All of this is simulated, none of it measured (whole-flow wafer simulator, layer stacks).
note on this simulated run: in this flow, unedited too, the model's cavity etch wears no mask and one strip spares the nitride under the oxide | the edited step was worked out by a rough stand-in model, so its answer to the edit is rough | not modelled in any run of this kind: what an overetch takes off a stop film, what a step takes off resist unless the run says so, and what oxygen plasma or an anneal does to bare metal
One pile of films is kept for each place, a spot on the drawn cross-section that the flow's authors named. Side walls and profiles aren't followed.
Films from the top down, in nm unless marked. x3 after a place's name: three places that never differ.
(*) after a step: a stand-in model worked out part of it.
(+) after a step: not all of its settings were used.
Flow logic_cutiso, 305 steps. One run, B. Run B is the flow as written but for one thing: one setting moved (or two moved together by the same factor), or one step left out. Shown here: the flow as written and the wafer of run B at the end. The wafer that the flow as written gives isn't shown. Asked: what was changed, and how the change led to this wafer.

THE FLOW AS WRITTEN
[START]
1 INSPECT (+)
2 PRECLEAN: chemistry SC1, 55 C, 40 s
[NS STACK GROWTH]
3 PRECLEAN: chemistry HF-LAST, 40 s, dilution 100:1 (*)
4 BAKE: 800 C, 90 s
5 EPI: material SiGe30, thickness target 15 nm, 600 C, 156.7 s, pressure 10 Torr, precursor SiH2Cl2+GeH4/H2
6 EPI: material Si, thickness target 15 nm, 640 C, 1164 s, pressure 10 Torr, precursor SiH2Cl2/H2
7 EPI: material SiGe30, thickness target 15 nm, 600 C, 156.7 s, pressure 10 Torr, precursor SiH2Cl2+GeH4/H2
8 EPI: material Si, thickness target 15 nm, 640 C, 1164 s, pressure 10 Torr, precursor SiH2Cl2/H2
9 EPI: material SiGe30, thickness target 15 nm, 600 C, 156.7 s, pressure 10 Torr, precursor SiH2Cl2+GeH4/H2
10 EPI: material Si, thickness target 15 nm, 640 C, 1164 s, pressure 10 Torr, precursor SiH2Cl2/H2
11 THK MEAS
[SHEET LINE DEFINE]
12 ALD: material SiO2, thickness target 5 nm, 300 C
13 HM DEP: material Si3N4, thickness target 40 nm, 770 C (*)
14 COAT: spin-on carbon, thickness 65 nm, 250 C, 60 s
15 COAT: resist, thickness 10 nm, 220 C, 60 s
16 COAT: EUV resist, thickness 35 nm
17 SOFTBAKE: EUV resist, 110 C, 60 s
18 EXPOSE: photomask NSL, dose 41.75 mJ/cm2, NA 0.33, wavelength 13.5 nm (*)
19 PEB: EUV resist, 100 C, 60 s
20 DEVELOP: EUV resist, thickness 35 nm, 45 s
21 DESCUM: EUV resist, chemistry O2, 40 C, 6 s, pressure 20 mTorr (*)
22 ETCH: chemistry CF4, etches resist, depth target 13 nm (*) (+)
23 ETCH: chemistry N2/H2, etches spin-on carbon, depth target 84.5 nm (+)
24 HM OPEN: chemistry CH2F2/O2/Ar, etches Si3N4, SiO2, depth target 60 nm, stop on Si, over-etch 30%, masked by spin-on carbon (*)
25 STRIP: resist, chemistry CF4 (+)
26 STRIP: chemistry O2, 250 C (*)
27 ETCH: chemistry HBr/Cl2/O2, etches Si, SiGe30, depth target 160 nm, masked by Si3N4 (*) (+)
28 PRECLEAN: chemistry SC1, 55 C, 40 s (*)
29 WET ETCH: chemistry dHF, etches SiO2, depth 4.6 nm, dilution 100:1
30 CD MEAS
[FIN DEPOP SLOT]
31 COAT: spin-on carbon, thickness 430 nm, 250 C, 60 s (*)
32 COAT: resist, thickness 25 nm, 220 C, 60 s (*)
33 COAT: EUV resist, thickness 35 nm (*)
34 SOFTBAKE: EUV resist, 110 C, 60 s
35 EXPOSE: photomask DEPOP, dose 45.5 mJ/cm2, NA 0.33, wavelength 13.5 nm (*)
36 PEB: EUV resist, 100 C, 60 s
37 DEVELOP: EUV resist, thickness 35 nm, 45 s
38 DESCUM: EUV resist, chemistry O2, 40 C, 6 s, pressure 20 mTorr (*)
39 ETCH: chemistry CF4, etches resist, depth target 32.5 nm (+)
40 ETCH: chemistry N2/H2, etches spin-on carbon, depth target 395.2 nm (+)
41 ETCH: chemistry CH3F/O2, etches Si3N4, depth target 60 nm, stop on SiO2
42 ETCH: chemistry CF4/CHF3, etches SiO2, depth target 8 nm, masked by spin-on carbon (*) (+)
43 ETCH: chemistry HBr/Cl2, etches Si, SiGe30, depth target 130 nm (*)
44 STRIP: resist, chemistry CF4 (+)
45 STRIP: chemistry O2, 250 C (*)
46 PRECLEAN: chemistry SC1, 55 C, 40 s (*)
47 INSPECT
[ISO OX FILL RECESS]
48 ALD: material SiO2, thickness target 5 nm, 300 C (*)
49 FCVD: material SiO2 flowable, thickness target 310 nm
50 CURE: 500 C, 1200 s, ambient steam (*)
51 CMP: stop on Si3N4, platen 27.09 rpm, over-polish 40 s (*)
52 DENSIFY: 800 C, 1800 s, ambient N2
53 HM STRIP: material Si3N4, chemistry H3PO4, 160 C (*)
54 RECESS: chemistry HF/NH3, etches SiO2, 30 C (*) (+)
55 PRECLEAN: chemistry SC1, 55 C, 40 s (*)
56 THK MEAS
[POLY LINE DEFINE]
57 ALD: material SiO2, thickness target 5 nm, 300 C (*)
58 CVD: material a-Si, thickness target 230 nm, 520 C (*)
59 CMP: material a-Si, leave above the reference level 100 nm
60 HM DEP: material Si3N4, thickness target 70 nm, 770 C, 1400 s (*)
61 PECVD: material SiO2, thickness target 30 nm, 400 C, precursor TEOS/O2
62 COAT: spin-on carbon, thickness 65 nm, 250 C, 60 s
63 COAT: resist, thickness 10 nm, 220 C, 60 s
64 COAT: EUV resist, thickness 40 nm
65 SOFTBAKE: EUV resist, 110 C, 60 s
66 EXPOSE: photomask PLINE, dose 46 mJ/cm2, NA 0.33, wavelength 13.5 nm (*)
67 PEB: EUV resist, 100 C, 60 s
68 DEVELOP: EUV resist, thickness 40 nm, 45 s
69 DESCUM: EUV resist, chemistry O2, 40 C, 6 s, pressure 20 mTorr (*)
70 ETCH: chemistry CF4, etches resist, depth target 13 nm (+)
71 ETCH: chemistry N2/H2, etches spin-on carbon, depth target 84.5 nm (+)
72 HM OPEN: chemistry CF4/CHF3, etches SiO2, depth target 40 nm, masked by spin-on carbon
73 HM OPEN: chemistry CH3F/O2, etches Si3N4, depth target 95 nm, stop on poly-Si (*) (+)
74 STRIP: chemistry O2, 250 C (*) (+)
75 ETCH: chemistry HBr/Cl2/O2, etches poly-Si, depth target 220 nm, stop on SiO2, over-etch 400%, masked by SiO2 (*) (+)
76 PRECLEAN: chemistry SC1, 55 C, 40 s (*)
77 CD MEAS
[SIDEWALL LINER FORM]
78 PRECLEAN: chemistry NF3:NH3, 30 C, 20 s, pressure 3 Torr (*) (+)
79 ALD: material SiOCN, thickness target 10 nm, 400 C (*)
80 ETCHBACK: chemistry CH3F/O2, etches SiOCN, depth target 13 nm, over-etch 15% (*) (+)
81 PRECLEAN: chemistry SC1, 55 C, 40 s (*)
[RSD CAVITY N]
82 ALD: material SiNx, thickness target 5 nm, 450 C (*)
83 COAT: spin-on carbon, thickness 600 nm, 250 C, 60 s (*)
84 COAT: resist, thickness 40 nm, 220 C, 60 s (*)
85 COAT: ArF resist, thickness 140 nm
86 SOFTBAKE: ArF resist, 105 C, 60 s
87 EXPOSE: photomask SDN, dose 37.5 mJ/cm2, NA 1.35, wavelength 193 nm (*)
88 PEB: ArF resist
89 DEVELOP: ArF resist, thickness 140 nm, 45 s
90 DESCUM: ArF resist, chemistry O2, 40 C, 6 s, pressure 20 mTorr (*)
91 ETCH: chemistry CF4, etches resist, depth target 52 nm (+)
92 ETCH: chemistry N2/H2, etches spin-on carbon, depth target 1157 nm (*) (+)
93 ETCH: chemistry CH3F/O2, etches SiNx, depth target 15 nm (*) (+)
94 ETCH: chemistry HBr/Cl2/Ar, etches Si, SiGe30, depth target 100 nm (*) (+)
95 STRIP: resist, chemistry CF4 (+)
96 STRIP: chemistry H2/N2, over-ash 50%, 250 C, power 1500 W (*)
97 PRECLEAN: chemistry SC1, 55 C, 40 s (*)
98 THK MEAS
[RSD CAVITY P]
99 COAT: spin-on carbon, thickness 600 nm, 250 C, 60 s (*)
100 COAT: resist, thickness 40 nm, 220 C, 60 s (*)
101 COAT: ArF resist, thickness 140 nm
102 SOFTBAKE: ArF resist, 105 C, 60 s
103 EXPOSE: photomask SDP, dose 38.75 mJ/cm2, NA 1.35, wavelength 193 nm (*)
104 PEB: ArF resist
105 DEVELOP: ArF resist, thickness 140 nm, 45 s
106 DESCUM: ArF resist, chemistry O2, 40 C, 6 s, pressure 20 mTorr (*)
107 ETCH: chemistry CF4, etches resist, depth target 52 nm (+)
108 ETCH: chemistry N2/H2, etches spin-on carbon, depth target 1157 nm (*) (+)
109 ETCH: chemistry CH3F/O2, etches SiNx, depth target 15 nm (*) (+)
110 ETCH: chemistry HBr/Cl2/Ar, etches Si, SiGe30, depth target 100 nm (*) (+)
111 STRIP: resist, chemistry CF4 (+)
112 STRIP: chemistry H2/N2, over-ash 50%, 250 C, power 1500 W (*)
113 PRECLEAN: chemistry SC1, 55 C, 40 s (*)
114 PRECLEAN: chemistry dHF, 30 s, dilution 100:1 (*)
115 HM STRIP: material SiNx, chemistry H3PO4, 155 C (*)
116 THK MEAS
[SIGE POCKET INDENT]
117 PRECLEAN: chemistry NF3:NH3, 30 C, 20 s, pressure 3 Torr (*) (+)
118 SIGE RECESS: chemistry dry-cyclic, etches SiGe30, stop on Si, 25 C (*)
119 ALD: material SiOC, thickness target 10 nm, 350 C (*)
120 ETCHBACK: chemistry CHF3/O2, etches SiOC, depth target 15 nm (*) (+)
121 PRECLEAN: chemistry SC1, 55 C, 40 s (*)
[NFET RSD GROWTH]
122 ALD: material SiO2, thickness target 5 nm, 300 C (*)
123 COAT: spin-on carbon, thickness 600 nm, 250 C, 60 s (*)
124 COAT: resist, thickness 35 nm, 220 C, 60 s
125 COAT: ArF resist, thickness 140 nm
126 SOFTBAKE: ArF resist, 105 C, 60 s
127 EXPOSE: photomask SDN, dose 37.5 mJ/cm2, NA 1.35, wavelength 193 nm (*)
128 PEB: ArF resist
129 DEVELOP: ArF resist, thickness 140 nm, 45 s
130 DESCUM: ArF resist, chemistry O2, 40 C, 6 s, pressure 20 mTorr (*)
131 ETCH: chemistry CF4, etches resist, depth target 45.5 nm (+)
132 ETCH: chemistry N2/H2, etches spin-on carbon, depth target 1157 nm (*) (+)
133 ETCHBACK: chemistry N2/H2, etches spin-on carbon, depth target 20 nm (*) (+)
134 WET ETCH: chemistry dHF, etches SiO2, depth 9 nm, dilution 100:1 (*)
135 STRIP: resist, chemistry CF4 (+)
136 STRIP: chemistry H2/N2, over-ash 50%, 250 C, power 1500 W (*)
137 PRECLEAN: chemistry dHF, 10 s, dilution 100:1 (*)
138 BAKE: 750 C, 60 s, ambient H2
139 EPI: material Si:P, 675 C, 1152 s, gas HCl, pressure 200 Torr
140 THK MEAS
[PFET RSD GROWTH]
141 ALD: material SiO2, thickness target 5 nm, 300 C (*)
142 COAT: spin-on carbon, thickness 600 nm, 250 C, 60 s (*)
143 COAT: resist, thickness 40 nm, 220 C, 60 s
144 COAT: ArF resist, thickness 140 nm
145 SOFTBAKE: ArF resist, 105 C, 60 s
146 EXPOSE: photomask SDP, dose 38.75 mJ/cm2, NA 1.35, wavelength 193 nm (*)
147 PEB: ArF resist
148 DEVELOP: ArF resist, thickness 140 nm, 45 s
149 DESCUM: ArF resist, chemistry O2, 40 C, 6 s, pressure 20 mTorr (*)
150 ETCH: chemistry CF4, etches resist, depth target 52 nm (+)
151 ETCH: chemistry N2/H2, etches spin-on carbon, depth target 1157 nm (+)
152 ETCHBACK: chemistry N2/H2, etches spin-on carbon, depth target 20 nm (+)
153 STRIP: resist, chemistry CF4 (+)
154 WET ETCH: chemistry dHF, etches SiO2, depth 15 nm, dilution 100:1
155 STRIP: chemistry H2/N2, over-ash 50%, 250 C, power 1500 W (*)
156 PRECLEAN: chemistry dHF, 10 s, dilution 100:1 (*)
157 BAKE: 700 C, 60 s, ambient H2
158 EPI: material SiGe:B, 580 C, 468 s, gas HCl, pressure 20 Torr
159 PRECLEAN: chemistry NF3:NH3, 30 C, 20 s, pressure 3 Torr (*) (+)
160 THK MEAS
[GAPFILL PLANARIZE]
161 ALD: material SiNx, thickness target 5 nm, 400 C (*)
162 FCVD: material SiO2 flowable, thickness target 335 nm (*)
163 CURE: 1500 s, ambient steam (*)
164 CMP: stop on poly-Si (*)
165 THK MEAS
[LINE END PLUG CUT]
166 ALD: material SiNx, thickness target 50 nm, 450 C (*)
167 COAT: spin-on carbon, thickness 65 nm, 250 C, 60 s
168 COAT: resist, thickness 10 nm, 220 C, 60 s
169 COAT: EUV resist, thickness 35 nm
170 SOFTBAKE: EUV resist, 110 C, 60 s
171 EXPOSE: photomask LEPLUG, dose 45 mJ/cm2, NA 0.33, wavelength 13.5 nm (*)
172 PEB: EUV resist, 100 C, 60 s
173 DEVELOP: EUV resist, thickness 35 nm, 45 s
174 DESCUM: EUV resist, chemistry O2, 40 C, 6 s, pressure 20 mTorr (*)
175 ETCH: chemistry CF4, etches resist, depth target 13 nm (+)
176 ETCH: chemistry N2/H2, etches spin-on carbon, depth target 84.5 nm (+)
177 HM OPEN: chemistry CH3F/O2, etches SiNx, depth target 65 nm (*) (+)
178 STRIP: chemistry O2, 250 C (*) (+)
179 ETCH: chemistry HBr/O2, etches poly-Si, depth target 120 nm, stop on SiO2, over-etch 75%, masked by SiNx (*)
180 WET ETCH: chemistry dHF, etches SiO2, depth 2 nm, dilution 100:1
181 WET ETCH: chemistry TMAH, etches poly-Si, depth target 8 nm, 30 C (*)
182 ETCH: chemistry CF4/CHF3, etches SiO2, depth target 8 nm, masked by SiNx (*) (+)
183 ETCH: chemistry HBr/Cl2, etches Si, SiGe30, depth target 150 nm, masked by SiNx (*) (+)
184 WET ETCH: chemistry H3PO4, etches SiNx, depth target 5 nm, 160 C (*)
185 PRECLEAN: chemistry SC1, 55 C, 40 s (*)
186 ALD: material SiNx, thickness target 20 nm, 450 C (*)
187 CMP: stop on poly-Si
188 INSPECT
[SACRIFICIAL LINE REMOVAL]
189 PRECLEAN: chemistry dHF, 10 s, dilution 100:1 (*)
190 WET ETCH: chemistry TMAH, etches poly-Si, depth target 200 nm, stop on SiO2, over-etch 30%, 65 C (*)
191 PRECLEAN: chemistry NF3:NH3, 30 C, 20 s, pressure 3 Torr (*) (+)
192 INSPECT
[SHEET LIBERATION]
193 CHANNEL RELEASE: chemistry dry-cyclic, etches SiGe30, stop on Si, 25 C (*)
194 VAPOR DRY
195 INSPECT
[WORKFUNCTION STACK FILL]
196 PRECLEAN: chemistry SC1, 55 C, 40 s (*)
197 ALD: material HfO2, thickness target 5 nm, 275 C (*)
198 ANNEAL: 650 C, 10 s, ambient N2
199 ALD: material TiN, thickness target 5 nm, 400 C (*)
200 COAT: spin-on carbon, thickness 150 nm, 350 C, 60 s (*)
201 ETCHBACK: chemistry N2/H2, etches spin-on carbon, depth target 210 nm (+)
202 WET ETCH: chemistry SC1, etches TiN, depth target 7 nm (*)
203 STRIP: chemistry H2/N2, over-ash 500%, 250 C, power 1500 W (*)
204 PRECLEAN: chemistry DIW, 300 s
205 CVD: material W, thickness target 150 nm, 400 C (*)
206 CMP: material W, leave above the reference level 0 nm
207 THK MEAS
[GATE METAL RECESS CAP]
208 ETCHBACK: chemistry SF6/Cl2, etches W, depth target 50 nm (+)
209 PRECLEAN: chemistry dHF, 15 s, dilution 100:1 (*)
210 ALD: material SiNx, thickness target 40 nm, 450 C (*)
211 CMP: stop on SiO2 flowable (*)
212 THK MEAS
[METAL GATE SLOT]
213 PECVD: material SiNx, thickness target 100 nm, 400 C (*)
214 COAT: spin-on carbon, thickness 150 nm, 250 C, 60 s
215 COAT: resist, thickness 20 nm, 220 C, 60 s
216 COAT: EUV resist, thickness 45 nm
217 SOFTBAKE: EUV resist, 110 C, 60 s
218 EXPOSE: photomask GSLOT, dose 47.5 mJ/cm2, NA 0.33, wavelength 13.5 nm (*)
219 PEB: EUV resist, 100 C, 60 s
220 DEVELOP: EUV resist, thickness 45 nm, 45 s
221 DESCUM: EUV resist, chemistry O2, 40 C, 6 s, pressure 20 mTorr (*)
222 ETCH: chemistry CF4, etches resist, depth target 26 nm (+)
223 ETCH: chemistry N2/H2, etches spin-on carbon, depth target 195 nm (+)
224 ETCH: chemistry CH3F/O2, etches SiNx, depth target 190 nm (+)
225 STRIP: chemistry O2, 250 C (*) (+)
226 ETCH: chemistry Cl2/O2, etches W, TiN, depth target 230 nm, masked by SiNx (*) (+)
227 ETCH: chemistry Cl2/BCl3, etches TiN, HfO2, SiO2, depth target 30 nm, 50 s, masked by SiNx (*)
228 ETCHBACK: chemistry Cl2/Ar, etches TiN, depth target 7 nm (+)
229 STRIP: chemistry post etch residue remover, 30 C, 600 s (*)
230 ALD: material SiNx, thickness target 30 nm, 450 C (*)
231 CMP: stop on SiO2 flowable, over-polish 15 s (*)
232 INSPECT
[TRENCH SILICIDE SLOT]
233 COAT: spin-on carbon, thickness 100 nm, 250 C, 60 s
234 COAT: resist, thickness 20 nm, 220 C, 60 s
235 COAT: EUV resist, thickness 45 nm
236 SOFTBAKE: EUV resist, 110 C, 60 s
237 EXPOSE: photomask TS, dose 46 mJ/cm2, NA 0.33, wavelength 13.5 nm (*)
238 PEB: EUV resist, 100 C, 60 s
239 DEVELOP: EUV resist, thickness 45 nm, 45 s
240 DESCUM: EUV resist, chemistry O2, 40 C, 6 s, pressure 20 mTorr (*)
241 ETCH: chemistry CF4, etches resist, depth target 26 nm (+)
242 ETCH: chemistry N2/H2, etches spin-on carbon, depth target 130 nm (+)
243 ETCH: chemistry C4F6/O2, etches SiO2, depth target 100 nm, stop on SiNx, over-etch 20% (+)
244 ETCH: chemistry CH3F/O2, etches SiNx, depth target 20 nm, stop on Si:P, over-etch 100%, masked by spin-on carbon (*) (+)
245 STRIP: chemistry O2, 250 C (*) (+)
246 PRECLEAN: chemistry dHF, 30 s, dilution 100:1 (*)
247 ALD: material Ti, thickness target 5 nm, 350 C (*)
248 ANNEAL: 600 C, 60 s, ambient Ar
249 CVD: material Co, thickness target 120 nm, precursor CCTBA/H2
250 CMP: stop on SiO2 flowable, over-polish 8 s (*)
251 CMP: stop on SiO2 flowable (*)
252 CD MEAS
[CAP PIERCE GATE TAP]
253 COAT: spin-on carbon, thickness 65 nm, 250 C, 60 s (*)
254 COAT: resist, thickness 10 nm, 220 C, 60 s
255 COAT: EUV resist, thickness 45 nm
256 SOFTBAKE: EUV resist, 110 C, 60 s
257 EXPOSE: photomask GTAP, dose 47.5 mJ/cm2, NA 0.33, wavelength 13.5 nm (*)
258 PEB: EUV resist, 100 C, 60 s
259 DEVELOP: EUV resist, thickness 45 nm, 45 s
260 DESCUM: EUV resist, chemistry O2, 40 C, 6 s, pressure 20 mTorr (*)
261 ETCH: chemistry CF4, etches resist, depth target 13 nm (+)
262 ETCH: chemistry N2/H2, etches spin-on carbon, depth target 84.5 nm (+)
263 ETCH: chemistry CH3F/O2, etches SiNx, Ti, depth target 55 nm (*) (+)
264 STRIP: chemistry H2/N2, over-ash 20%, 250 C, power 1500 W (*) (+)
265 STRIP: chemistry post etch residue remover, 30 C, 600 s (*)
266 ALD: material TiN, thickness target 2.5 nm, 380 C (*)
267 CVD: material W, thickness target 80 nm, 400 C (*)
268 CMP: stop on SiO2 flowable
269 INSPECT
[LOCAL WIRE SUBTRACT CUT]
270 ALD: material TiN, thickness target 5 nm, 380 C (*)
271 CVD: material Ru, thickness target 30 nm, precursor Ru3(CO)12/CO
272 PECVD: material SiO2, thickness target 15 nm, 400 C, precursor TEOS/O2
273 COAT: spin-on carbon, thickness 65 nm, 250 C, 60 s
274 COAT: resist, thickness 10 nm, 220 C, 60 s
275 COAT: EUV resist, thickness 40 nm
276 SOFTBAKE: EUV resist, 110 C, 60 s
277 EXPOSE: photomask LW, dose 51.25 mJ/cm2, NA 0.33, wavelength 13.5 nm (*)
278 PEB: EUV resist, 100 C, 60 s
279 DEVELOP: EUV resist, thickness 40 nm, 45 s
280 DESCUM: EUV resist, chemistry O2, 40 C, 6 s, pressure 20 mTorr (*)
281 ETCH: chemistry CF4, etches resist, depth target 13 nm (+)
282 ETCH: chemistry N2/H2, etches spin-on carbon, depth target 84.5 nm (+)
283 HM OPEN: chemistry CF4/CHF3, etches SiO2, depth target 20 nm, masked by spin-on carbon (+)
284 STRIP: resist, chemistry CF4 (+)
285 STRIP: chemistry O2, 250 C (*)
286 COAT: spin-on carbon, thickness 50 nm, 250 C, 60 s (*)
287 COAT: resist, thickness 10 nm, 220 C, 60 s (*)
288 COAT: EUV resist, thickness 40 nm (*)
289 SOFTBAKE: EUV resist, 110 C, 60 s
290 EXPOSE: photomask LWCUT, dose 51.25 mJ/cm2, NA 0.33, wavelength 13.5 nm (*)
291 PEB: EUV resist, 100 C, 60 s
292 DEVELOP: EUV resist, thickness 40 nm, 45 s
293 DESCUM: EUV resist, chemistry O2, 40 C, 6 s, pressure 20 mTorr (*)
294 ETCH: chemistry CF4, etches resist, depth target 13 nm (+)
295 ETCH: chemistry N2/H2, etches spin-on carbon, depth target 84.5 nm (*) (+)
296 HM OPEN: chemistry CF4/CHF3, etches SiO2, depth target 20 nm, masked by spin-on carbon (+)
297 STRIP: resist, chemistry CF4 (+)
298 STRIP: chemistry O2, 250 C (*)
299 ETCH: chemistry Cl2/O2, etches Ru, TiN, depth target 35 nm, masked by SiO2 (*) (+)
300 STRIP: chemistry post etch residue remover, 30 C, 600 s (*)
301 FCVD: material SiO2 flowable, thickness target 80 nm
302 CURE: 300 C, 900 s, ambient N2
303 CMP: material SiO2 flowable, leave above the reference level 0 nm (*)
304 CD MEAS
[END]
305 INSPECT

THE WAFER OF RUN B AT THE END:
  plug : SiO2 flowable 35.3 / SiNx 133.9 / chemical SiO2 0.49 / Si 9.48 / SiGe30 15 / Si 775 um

The cause: step 183, ETCH: depth target 63.8 nm was run, where the flow has depth target 150 nm.

How the change led to this, step by step:
  183 ETCH: chemistry HBr/Cl2, etches Si, SiGe30, depth target 150 nm, masked by SiNx (*) (+)
      plug: Si -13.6 (all of it), SiGe30 -15 (all of it), Si -15 (all of it), SiGe30 -15 (all of it), Si -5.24 (as written it would be: Si -13.6 (all of it), SiGe30 -15 (all of it), Si -15 (all of it), SiGe30 -15 (all of it), Si -15 (all of it), SiGe30 -15 (all of it), Si -61.4)
      depop, dpovl, gfld and 18 more: SiNx -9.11 (as written it would be: SiNx -21.4)
  186 ALD: material SiNx, thickness target 20 nm, 450 C (*)
      plug: SiNx +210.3 (new film) (as written it would be: SiNx +284.2 (new film))
  187 CMP: stop on poly-Si
      depop, dpovl, gfld and 18 more: SiNx -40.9 (all of it) (as written it would be: SiNx -28.6 (all of it))
      plug: SiNx -40.9 (as written it would be: SiNx -28.6)
